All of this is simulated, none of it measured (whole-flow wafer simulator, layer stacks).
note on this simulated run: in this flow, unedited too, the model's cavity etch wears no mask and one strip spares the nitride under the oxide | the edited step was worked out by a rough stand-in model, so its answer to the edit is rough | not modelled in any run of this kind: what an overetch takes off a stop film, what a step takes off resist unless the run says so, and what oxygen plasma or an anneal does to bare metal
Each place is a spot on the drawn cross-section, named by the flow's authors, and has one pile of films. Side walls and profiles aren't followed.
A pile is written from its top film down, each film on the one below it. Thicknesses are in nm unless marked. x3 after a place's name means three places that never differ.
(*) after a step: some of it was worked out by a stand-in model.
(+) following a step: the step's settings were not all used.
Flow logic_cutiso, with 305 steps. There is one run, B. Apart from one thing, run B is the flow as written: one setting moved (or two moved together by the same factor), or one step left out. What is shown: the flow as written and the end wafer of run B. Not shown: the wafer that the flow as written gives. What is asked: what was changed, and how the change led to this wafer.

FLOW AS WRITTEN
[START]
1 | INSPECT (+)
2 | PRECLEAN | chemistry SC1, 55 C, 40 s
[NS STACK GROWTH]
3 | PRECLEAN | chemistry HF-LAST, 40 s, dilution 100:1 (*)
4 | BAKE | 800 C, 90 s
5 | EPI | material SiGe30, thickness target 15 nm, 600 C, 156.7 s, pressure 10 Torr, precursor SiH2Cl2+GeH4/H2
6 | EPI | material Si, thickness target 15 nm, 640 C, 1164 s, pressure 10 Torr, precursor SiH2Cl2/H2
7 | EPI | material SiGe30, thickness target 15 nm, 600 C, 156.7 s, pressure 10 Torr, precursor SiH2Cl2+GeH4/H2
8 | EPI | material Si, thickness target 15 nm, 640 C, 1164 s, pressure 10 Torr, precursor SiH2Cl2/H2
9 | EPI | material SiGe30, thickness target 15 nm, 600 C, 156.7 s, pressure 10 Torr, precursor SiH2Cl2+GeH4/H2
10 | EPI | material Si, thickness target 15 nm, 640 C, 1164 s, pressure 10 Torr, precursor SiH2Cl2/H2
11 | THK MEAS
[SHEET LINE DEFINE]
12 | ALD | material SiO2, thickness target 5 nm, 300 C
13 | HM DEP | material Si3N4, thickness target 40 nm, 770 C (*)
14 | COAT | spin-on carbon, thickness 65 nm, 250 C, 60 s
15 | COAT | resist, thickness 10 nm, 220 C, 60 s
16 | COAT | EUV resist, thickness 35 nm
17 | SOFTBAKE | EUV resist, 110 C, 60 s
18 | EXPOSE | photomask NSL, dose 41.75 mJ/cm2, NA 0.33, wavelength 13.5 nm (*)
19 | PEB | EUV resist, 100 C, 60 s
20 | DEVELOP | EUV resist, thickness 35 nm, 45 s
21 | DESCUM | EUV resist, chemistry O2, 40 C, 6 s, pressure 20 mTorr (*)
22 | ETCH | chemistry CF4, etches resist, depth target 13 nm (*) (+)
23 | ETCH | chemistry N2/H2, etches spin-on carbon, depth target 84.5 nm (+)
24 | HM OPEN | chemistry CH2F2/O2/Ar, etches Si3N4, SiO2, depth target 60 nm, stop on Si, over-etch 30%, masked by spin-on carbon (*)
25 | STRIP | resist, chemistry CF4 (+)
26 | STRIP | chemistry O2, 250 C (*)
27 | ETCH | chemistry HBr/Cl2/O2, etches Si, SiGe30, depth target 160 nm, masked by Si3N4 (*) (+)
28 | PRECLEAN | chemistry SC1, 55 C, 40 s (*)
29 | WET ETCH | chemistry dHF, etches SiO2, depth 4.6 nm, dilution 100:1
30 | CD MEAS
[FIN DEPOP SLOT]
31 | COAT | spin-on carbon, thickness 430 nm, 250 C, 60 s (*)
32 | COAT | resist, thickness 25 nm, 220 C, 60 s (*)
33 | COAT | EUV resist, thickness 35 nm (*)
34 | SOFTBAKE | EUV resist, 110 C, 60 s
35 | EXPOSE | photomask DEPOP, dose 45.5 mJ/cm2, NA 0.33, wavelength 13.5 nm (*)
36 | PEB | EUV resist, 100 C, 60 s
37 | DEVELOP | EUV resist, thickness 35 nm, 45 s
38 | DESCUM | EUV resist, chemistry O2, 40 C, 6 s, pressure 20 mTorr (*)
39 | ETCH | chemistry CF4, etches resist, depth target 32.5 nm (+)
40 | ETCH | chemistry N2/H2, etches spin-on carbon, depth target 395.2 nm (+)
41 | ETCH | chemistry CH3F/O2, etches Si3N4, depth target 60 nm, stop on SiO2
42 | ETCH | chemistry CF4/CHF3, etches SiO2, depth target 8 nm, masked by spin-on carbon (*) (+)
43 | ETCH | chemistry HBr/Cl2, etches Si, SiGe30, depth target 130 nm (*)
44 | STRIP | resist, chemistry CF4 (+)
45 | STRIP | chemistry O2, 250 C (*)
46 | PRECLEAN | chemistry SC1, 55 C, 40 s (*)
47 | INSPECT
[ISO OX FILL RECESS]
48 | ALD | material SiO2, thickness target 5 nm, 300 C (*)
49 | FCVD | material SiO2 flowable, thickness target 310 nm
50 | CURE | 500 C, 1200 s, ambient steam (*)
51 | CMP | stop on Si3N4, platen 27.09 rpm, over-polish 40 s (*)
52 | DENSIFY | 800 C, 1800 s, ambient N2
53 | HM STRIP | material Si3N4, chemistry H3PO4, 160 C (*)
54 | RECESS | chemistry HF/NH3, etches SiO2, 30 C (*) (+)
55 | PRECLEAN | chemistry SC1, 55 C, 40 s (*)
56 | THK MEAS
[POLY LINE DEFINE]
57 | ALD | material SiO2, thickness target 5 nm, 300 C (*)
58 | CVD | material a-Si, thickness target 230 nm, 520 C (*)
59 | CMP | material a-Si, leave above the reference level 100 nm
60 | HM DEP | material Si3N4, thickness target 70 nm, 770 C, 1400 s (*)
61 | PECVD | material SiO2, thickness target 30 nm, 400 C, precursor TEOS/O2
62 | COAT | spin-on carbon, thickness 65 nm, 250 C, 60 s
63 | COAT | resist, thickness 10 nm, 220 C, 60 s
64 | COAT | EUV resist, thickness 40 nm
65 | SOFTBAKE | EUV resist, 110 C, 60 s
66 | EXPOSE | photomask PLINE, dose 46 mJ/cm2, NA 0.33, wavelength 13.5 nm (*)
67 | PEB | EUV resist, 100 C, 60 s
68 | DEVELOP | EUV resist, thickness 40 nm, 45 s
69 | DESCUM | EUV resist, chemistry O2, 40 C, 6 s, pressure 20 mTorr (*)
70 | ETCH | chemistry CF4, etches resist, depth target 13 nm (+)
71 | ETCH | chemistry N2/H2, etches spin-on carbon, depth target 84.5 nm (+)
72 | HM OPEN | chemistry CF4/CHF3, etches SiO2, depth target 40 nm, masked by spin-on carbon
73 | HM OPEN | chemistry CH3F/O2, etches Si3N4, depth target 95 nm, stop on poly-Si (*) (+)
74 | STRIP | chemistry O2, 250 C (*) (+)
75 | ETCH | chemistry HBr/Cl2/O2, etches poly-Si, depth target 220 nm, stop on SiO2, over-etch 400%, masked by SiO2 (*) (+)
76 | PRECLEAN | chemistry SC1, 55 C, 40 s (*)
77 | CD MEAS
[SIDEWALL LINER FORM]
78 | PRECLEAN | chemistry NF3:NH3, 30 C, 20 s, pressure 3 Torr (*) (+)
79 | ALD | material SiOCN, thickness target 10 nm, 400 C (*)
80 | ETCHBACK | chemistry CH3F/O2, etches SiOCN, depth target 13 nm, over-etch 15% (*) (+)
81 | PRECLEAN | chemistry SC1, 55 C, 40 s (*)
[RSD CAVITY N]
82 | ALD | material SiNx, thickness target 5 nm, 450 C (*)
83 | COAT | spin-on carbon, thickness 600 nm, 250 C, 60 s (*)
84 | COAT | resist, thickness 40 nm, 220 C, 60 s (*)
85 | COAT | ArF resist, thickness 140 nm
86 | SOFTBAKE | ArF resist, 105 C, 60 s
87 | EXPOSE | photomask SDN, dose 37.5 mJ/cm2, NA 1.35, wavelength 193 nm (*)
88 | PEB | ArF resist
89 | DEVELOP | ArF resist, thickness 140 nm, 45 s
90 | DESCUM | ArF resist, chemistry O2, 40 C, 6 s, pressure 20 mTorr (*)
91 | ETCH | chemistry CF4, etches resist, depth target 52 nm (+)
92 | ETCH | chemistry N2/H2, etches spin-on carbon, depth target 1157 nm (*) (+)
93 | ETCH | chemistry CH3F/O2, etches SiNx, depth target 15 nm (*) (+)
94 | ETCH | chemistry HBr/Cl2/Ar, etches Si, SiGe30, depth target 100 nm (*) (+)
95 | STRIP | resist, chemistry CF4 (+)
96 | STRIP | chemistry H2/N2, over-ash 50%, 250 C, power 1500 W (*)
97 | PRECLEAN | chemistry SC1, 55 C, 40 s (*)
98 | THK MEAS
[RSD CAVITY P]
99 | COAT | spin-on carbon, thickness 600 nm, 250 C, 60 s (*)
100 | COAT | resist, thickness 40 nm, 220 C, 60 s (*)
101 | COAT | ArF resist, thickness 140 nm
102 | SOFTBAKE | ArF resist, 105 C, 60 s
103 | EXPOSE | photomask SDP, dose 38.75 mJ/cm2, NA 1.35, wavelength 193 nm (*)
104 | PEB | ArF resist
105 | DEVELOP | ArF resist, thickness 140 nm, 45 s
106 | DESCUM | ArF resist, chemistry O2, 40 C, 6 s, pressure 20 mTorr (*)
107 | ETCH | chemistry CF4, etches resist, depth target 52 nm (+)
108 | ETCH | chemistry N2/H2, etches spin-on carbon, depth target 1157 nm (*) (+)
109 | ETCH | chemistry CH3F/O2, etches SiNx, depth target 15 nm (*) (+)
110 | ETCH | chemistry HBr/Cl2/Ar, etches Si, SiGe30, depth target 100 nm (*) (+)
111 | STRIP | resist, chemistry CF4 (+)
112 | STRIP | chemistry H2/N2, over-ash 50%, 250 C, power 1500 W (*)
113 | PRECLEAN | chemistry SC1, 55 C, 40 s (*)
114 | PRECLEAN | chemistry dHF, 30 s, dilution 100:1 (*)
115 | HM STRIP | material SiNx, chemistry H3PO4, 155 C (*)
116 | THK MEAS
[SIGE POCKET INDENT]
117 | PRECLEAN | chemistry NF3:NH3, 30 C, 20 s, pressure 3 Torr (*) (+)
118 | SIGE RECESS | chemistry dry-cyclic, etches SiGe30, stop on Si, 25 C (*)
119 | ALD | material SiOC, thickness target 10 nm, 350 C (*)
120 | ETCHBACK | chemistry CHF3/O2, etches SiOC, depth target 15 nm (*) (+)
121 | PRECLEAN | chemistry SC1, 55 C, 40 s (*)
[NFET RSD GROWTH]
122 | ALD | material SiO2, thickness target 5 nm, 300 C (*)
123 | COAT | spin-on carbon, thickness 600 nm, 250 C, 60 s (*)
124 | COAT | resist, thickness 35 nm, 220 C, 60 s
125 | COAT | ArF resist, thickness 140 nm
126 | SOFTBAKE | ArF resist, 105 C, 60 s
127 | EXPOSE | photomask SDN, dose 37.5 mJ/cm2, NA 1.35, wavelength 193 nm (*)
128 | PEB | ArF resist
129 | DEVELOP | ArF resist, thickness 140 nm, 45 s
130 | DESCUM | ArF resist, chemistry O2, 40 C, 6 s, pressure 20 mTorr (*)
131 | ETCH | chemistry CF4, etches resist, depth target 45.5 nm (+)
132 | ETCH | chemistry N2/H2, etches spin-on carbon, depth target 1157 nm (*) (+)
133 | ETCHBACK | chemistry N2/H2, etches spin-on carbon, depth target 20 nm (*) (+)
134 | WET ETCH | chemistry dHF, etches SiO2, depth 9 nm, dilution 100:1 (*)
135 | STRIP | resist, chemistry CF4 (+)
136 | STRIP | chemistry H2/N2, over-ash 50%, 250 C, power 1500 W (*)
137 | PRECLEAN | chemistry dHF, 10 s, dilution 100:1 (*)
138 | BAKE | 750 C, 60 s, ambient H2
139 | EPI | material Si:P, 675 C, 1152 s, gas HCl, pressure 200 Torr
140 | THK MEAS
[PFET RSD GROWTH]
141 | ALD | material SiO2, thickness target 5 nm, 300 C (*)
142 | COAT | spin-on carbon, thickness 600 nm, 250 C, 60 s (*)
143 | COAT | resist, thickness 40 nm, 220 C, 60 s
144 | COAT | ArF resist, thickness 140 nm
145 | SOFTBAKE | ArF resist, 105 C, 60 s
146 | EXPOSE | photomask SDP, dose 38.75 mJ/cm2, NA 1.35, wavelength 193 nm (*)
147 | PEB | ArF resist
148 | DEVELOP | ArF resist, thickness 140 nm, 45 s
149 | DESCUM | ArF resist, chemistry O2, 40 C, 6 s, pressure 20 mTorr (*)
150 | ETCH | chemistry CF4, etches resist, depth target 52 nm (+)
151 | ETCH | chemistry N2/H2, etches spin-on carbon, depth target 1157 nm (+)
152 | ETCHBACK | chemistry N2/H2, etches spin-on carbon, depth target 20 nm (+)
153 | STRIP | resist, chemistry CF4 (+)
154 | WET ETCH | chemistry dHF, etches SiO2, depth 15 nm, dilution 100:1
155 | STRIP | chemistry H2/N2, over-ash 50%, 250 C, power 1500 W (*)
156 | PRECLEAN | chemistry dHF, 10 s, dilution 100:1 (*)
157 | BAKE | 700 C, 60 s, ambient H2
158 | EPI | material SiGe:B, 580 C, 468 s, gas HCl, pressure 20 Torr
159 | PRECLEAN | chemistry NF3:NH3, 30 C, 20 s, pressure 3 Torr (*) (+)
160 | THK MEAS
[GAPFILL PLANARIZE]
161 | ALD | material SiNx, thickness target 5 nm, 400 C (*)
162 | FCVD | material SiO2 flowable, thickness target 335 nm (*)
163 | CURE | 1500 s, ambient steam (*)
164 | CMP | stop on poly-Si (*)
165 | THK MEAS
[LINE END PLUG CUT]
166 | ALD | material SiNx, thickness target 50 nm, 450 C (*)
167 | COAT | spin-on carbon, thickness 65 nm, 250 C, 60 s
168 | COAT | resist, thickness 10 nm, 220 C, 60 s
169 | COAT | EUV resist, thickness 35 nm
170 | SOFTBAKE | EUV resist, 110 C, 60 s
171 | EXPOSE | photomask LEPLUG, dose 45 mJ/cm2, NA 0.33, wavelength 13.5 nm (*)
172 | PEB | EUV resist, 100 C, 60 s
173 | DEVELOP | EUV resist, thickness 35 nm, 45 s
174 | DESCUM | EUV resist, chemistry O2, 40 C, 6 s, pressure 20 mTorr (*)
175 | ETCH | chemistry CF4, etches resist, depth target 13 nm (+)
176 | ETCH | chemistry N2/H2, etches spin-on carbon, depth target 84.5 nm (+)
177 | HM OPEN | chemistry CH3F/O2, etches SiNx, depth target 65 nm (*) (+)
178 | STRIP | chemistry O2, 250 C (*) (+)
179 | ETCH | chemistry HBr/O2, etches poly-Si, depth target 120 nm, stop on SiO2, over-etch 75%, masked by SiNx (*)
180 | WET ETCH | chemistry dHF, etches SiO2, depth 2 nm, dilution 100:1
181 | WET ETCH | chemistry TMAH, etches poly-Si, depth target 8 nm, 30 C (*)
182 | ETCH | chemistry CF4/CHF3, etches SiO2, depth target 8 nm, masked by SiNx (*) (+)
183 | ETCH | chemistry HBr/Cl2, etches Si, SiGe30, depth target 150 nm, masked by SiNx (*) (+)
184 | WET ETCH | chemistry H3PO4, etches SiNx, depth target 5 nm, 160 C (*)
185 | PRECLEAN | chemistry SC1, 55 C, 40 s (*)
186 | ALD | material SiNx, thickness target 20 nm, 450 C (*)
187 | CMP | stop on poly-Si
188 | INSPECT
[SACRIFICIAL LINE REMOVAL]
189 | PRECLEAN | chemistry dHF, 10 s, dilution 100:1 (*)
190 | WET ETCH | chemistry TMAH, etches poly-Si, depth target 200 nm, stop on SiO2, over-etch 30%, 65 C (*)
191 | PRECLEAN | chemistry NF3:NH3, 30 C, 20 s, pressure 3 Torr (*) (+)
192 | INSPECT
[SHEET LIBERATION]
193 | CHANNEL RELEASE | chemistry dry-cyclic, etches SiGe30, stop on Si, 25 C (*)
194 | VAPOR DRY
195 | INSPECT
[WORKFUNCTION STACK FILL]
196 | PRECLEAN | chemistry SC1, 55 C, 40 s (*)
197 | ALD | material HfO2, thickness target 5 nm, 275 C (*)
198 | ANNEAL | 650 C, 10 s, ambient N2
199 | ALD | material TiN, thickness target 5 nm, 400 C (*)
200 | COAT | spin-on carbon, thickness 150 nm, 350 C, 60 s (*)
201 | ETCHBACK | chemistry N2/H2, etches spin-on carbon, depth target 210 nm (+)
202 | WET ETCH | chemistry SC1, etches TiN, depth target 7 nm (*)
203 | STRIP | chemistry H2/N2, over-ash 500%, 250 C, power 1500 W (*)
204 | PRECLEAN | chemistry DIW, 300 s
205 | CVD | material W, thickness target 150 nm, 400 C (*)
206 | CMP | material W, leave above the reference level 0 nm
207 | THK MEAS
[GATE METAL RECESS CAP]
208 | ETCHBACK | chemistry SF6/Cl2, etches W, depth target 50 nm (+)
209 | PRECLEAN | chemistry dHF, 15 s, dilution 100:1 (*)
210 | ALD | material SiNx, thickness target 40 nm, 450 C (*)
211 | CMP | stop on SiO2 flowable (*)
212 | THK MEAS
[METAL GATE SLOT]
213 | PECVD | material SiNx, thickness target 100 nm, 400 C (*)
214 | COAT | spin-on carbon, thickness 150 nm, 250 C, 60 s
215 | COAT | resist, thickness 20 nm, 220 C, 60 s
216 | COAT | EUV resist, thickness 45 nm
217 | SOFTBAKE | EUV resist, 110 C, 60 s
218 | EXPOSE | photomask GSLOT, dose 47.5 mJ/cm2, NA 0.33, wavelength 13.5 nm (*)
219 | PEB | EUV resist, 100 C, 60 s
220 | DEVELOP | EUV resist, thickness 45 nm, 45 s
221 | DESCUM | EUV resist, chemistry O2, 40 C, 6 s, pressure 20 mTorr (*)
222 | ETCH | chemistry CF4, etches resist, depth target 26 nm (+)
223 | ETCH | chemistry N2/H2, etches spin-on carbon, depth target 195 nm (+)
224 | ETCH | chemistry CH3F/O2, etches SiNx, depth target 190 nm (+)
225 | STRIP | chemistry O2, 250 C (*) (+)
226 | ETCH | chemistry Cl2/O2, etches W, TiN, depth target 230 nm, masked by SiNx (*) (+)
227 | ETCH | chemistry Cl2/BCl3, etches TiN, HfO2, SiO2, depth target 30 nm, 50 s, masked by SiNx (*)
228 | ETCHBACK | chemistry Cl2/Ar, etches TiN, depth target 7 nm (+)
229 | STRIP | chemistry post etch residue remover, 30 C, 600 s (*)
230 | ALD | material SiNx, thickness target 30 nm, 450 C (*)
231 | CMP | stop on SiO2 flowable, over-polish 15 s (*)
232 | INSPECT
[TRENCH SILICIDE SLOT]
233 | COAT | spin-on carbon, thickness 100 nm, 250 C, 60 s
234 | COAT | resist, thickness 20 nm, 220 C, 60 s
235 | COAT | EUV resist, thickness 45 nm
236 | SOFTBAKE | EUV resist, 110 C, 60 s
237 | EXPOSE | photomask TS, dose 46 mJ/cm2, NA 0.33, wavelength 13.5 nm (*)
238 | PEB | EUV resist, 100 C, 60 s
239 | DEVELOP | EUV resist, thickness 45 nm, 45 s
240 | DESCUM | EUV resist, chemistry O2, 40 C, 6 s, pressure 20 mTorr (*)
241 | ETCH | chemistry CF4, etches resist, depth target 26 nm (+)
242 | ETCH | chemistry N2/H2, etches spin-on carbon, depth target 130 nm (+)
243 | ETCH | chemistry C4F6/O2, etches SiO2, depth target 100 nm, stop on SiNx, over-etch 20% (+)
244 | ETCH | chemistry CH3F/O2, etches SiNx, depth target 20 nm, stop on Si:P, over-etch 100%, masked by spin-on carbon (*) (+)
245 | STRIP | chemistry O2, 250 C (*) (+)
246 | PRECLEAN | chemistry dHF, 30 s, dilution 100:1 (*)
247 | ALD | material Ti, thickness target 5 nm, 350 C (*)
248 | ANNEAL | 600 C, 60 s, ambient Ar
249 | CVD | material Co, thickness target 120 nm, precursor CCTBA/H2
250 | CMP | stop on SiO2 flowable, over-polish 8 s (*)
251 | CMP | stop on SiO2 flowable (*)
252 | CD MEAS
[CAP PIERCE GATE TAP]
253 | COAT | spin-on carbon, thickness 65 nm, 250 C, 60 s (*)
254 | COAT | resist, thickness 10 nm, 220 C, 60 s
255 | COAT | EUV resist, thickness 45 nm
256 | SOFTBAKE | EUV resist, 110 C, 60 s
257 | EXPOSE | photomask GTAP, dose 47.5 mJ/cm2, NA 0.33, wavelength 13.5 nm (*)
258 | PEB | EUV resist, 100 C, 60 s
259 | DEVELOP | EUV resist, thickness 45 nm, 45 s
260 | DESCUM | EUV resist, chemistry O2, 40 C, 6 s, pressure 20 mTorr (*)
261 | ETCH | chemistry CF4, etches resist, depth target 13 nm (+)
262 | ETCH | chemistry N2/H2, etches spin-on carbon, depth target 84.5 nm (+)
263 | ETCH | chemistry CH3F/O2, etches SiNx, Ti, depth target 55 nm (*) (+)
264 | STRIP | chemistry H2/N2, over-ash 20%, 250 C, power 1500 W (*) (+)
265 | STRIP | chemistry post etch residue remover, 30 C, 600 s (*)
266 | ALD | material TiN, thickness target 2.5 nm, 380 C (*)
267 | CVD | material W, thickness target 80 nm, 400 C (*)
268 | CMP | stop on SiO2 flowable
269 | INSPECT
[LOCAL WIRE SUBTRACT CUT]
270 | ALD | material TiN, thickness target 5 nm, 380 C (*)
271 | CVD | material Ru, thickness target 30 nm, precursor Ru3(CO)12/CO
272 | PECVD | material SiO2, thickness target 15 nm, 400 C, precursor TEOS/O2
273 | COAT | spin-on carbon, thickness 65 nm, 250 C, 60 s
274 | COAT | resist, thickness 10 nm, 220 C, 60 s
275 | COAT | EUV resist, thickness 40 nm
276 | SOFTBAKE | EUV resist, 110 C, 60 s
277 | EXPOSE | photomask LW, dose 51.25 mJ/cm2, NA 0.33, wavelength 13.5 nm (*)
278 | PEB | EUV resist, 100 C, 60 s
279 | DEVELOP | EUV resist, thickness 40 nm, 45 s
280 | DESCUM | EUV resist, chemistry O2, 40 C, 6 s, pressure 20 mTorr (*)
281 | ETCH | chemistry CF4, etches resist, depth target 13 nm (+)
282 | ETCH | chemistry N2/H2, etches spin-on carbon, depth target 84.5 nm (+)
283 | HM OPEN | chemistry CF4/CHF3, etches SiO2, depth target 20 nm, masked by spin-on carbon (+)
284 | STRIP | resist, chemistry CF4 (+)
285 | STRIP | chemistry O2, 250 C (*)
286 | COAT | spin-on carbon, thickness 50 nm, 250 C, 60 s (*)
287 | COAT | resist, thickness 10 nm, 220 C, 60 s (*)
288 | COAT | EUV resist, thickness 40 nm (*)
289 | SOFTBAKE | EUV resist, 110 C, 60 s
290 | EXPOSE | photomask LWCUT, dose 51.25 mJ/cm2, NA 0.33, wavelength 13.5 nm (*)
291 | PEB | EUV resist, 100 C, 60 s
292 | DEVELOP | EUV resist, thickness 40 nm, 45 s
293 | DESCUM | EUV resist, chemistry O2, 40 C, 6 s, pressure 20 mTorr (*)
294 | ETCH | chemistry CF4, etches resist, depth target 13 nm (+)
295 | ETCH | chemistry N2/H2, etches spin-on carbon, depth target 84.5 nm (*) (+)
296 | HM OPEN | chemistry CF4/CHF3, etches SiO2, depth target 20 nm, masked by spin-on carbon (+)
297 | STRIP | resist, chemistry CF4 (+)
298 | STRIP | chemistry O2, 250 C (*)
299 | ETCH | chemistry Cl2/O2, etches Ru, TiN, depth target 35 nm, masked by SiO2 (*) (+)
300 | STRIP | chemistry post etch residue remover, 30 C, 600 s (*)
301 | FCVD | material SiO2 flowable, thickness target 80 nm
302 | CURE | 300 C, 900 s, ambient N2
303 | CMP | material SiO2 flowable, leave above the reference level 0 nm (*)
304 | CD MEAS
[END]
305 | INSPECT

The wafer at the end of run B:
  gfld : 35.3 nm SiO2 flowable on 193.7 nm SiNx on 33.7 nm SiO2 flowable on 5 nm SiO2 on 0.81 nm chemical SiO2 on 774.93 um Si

Cause: step 227, ETCH: depth target 35.2 nm was run, though the flow has depth target 30 nm; step 227, ETCH: 58.8 s was run, where the flow has 50 s.

How this came from the change, step by step:
  227 | ETCH | chemistry Cl2/BCl3, etches TiN, HfO2, SiO2, depth target 30 nm, 50 s, masked by SiNx (*)
      depop, dpovl, gl and 18 more: -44 SiNx (as written it would have been: -37.4 SiNx)
      gfld: -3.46 HfO2 (all of it), -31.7 SiO2 flowable (as written it would have been: -3.46 HfO2 (all of it), -26.5 SiO2 flowable)
  231 | CMP | stop on SiO2 flowable, over-polish 15 s (*)
      depop, dpovl, gl and 9 more: -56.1 SiNx (as written it would have been: -62.7 SiNx)
      lnr, lnri, lnrp, lnrt: -54.4 SiNx (all of it), -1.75 SiOCN (as written it would have been: -61 SiNx (all of it), -1.75 SiOCN)
      (as well as at 6 more places)
